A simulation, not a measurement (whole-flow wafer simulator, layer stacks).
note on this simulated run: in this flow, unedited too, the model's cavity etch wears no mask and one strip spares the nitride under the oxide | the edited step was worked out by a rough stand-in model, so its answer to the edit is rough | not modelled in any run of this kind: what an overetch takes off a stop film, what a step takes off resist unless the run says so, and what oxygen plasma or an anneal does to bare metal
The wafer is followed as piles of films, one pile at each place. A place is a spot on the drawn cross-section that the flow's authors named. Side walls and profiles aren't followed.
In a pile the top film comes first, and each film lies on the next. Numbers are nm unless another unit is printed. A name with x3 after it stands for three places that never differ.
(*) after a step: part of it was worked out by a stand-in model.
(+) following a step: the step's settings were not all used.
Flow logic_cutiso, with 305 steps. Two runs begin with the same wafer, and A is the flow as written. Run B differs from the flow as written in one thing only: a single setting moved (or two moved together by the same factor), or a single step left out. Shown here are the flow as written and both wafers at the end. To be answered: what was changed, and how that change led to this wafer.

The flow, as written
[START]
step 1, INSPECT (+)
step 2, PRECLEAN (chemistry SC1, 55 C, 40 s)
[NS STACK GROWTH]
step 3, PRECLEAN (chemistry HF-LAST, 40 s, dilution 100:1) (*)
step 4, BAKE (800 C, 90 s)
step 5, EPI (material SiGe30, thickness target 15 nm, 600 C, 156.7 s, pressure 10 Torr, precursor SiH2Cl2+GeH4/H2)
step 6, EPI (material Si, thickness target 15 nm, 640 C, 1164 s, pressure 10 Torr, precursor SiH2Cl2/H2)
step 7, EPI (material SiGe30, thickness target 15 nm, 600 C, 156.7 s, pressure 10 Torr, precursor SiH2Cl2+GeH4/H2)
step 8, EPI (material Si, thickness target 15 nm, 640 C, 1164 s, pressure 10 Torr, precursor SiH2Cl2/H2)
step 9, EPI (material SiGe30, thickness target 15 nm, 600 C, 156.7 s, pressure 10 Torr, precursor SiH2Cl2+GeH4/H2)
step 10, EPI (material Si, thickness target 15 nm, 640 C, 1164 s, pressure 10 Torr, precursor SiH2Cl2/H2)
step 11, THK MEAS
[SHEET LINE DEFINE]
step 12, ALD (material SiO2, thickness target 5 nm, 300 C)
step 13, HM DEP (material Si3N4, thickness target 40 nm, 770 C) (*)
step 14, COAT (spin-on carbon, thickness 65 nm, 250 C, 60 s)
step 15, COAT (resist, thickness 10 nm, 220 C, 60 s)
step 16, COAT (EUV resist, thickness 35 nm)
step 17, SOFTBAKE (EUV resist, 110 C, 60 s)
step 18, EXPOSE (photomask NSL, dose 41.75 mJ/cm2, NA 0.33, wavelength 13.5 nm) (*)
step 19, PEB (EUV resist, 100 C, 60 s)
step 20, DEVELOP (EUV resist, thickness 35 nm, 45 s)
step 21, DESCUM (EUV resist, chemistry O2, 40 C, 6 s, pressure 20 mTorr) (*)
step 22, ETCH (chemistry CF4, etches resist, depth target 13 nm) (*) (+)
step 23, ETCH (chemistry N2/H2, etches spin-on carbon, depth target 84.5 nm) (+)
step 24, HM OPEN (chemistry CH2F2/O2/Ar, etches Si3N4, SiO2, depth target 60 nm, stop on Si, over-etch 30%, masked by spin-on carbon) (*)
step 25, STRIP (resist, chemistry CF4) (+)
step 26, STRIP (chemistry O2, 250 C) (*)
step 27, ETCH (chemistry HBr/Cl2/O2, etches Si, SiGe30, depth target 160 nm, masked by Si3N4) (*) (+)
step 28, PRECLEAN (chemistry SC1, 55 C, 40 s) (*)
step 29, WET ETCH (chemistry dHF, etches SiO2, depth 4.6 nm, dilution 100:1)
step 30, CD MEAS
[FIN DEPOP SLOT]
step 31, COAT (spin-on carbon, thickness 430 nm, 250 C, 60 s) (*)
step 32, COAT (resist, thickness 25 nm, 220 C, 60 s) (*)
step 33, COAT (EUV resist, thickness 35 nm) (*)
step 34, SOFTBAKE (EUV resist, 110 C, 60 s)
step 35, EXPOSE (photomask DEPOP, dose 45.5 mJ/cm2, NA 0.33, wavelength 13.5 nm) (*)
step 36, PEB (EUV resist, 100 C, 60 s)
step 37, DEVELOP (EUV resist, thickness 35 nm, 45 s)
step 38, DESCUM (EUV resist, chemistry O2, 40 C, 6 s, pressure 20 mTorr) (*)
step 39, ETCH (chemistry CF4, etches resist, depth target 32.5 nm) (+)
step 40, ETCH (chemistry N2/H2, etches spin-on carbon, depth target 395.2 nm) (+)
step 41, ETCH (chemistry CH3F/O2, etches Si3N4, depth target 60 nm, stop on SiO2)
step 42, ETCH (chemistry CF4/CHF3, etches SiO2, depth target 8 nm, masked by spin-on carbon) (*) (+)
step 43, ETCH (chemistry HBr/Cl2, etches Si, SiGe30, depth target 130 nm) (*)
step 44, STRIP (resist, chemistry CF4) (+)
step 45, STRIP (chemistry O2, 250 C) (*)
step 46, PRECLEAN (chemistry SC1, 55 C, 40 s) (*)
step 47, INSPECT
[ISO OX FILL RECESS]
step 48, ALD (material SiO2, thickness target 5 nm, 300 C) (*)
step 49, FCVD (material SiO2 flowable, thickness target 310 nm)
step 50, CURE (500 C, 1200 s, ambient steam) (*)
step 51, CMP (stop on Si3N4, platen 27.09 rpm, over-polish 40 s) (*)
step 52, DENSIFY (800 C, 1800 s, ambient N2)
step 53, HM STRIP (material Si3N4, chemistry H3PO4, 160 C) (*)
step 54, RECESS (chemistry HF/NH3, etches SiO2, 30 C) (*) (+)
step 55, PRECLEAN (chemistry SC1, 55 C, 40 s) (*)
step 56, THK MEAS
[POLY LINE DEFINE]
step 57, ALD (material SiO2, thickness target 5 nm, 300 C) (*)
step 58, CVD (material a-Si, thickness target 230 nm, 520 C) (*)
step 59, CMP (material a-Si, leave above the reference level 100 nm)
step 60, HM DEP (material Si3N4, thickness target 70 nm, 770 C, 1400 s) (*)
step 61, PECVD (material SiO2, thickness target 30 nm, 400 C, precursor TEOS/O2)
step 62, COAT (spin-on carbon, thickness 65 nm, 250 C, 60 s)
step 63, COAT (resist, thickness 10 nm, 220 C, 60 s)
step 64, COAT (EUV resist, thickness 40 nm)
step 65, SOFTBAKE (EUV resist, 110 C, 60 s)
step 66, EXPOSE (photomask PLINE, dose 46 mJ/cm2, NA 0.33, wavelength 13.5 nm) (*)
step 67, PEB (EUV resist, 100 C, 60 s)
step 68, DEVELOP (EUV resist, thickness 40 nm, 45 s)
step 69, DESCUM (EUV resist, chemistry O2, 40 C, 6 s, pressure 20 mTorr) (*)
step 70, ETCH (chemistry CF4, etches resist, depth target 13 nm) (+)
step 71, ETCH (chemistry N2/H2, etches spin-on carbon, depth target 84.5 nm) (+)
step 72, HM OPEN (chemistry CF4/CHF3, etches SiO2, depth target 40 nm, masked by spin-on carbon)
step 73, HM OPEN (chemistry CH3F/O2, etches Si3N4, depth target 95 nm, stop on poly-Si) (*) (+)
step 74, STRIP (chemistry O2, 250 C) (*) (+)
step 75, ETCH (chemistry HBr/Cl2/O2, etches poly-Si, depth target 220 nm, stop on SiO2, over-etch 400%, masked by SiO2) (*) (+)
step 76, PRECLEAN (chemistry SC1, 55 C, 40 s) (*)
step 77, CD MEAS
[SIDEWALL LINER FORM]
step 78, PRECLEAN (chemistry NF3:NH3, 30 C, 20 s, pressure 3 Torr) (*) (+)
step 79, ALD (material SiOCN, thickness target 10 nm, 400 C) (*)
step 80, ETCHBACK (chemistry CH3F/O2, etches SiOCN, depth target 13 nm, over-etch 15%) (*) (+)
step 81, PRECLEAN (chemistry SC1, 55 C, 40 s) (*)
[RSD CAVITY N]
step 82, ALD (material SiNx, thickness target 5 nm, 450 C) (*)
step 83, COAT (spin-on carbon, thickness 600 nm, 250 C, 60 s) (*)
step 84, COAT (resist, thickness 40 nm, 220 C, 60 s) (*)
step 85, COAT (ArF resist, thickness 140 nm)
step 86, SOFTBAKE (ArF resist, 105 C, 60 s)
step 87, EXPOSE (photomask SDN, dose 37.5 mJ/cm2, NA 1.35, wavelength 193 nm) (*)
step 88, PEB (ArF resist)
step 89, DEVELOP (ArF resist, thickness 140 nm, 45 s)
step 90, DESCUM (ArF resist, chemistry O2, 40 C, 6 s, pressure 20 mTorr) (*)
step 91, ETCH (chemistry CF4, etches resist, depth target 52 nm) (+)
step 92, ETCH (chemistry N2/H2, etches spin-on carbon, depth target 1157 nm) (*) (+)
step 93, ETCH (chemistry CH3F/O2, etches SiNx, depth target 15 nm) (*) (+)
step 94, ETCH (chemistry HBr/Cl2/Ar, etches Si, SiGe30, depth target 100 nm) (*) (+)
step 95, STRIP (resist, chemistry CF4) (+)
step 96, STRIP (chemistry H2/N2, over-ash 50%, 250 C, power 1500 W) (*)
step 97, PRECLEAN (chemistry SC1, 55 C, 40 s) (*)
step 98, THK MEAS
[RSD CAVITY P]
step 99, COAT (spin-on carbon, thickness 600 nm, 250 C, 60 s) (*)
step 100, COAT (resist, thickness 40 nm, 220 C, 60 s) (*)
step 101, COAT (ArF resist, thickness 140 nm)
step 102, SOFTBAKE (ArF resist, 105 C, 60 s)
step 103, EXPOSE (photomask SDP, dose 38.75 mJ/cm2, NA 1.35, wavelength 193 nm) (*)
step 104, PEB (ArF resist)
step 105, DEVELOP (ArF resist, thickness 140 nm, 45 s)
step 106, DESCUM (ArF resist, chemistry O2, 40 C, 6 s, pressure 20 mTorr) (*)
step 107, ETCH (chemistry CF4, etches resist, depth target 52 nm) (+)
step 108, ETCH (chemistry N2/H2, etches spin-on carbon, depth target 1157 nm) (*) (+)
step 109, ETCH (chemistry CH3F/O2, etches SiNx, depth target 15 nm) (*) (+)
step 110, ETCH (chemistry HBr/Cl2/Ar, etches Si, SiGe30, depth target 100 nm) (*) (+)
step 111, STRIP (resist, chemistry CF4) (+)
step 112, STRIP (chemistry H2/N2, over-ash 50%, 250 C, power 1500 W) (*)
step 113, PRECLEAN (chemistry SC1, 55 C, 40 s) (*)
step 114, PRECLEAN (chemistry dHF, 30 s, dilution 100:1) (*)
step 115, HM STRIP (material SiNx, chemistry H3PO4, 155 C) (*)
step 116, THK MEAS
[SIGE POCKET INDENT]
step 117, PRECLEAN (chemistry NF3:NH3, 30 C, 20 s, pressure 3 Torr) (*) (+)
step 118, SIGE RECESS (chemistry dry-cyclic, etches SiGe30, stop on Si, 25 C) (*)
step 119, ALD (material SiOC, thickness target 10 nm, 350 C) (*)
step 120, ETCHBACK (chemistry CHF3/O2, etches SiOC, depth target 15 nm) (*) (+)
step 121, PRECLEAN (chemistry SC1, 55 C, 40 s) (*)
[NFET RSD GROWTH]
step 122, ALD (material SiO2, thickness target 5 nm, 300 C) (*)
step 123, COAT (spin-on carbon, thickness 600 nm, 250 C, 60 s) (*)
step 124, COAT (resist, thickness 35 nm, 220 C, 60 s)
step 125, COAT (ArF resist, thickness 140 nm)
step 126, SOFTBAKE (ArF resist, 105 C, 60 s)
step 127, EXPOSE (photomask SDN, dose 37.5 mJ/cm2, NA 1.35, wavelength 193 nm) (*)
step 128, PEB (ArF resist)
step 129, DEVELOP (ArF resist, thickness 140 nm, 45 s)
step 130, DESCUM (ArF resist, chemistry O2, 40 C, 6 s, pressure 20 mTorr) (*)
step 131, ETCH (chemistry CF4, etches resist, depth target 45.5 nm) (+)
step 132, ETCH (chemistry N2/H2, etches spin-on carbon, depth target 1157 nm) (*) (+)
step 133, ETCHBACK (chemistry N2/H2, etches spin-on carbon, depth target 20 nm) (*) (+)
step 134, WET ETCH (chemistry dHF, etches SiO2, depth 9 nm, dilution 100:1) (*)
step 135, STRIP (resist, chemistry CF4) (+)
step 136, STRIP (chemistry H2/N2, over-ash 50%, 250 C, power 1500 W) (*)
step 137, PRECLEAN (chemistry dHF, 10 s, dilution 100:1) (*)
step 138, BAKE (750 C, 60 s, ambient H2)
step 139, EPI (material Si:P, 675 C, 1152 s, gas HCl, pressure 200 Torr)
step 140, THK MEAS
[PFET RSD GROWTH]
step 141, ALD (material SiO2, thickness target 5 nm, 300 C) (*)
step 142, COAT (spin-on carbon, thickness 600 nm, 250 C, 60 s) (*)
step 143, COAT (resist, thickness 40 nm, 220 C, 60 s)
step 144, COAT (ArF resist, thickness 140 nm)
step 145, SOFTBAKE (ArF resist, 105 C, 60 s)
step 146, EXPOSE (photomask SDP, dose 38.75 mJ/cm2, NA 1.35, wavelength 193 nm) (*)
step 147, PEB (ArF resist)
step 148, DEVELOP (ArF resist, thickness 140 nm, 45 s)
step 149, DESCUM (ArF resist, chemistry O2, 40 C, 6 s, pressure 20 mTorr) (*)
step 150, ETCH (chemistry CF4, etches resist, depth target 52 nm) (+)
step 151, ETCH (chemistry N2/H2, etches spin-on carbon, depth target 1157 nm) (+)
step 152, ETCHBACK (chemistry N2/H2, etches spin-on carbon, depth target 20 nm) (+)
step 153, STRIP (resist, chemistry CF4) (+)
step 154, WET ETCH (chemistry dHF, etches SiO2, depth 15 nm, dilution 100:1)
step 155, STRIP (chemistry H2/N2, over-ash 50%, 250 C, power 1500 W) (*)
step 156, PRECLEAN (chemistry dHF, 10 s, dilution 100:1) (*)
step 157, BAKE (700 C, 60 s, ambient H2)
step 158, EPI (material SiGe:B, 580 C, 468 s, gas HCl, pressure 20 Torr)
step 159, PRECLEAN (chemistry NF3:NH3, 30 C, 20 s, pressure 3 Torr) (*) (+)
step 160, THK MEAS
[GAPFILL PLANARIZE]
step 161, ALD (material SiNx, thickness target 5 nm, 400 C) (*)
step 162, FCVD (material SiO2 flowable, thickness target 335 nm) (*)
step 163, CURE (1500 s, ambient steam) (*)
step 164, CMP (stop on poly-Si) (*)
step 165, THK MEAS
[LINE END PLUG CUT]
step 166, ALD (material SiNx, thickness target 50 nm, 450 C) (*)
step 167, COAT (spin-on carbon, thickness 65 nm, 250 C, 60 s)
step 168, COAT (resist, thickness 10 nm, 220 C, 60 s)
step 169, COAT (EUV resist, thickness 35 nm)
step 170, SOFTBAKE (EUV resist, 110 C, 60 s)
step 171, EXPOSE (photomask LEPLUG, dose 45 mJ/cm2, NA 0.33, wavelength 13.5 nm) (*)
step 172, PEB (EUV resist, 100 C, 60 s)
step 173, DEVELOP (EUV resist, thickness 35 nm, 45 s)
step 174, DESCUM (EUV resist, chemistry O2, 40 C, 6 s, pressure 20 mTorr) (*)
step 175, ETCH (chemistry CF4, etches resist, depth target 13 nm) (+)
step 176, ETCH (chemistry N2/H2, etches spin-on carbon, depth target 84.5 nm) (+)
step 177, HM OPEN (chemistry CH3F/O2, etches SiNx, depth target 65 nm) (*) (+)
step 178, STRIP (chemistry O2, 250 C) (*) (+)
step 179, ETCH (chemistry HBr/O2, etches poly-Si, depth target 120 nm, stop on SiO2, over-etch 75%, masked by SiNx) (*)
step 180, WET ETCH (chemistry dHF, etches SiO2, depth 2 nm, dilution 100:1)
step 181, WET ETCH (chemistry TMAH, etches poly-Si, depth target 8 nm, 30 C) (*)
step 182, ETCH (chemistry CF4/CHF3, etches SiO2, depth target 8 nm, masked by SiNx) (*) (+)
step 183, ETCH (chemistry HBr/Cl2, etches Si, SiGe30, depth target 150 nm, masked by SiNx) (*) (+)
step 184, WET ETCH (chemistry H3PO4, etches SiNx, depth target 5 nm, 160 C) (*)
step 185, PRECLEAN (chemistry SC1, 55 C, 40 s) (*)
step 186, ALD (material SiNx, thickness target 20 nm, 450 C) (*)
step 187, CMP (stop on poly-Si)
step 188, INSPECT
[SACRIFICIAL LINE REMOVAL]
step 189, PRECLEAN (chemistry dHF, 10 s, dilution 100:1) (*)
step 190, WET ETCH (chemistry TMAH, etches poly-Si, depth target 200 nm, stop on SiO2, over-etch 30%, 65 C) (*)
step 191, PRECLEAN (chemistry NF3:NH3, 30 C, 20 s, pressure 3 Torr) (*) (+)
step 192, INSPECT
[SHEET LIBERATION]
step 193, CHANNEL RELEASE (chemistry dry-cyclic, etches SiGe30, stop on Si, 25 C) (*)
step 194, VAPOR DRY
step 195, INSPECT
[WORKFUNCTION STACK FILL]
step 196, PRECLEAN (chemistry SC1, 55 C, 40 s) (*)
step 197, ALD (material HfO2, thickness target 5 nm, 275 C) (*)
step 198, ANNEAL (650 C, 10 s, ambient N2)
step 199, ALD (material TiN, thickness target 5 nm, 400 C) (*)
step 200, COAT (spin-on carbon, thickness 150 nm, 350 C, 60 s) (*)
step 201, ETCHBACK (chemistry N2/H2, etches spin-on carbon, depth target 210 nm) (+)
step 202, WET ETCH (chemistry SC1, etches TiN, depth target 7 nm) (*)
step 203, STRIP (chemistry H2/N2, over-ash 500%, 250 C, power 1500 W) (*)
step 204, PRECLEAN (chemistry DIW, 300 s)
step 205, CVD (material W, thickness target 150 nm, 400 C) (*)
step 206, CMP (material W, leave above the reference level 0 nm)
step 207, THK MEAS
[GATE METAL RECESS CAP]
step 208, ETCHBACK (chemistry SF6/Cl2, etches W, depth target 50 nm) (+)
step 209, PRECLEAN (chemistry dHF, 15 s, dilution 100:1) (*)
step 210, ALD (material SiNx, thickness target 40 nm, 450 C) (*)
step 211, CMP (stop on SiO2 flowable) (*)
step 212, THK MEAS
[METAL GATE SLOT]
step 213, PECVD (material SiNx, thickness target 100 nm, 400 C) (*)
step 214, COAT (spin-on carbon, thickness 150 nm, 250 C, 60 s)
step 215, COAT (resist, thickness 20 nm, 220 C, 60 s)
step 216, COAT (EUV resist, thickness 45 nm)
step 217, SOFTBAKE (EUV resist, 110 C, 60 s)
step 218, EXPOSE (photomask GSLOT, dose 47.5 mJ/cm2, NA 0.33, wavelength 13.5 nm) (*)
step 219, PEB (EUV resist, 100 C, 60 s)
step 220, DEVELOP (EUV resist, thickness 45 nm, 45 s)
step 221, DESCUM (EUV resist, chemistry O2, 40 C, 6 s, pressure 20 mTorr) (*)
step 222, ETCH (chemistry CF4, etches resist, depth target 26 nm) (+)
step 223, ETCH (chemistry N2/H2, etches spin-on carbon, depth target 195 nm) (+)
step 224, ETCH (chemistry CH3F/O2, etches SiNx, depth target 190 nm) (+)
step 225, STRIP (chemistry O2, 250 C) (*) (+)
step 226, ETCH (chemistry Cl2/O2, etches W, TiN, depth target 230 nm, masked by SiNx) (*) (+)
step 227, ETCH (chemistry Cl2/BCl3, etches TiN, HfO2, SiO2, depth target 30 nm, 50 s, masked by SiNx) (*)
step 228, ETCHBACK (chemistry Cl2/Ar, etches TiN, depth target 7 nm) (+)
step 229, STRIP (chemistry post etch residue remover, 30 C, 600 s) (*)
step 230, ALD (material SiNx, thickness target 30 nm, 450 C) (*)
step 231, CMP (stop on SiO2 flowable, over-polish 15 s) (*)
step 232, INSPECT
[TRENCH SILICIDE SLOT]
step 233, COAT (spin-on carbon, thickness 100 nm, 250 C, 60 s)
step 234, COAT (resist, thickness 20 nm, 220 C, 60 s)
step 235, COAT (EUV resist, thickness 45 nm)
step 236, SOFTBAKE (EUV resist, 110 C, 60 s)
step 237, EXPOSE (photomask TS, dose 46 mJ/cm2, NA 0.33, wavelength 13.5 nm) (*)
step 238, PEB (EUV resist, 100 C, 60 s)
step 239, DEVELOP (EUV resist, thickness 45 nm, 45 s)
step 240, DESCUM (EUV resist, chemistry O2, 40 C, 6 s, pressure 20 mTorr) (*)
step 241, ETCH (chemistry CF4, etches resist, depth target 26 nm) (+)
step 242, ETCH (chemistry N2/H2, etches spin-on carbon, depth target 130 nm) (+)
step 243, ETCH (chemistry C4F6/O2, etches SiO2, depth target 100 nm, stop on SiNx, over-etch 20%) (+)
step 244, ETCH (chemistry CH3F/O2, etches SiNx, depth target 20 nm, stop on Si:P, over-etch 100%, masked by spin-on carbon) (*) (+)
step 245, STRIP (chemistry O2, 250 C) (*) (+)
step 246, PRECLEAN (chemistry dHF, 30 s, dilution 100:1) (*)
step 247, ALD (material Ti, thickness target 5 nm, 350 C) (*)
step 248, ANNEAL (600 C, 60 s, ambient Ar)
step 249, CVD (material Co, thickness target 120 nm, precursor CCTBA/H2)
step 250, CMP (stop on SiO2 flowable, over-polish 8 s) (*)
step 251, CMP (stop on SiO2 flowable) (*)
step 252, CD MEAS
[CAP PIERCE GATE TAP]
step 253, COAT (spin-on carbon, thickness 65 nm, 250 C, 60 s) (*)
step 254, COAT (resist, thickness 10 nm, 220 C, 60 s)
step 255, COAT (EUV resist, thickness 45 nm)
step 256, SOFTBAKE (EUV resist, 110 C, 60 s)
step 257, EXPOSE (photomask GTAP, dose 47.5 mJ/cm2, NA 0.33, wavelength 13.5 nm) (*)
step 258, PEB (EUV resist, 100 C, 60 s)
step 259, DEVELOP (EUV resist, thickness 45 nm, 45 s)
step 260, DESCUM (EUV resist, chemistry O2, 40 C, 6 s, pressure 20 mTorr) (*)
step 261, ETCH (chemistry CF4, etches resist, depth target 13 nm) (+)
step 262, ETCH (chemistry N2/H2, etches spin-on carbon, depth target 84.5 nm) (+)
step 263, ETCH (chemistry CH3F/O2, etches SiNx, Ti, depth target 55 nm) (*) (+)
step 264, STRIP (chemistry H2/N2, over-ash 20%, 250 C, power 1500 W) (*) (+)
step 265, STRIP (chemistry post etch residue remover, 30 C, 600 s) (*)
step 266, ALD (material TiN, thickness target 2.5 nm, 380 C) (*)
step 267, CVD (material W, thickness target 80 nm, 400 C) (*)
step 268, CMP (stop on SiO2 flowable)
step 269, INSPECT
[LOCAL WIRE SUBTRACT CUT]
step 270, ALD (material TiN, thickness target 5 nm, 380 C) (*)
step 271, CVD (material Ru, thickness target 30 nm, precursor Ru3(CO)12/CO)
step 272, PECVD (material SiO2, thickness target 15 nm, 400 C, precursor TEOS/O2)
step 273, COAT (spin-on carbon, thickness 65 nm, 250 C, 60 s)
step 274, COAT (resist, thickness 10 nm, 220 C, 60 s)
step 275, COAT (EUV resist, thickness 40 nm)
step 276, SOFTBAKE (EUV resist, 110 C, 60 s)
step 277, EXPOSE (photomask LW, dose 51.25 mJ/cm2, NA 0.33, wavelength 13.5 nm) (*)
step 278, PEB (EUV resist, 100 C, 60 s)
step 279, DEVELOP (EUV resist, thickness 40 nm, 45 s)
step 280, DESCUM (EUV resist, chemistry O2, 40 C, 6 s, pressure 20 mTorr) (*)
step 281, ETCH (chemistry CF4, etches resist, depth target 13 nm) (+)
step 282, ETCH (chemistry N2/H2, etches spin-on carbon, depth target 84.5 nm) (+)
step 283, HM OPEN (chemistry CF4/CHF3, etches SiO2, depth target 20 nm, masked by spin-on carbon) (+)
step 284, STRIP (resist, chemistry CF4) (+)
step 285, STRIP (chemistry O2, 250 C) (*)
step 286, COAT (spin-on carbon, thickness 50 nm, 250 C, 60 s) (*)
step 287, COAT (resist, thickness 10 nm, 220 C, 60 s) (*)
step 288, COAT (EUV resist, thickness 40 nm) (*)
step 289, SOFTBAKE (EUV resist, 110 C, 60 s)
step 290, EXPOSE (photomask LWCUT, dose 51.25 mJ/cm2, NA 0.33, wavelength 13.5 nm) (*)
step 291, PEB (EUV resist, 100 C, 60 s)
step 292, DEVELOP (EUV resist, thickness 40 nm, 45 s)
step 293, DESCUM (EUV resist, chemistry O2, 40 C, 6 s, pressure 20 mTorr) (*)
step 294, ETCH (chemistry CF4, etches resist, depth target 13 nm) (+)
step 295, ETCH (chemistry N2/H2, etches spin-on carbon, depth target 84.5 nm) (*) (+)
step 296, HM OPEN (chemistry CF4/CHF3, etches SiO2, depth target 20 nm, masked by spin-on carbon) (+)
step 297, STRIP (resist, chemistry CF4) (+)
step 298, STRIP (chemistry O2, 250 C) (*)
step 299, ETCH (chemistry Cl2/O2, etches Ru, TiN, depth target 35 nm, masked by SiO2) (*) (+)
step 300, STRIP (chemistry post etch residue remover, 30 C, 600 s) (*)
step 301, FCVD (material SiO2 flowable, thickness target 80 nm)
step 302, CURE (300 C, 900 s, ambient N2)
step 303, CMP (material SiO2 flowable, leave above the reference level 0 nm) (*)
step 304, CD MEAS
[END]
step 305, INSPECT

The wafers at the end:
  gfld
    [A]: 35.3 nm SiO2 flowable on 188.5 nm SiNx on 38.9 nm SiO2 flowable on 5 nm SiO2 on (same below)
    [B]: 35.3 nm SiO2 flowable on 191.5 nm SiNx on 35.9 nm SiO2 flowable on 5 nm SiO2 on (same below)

Cause: step 227, ETCH: depth target 33 nm was run, though the flow has depth target 30 nm; step 227, ETCH: 55 s was run, where the flow has 50 s.

The path from the change to this, step by step:
  step 227, ETCH (chemistry Cl2/BCl3, etches TiN, HfO2, SiO2, depth target 30 nm, 50 s, masked by SiNx) (*)
      depop, dpovl, gl and 18 more: A SiNx loses 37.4 | B SiNx loses 41.2
      gfld: A HfO2 loses 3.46 (all of it), SiO2 flowable loses 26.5 | B HfO2 loses 3.46 (all of it), SiO2 flowable loses 29.5
  step 231, CMP (stop on SiO2 flowable, over-polish 15 s) (*)
      depop, dpovl, gfld and 10 more: A SiNx loses 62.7 | B SiNx loses 59
      lnr, lnri, lnrp, lnrt: A SiNx loses 61 (all of it), SiOCN loses 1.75 | B SiNx loses 57.2 (all of it), SiOCN loses 1.75
      (also at 5 further places)
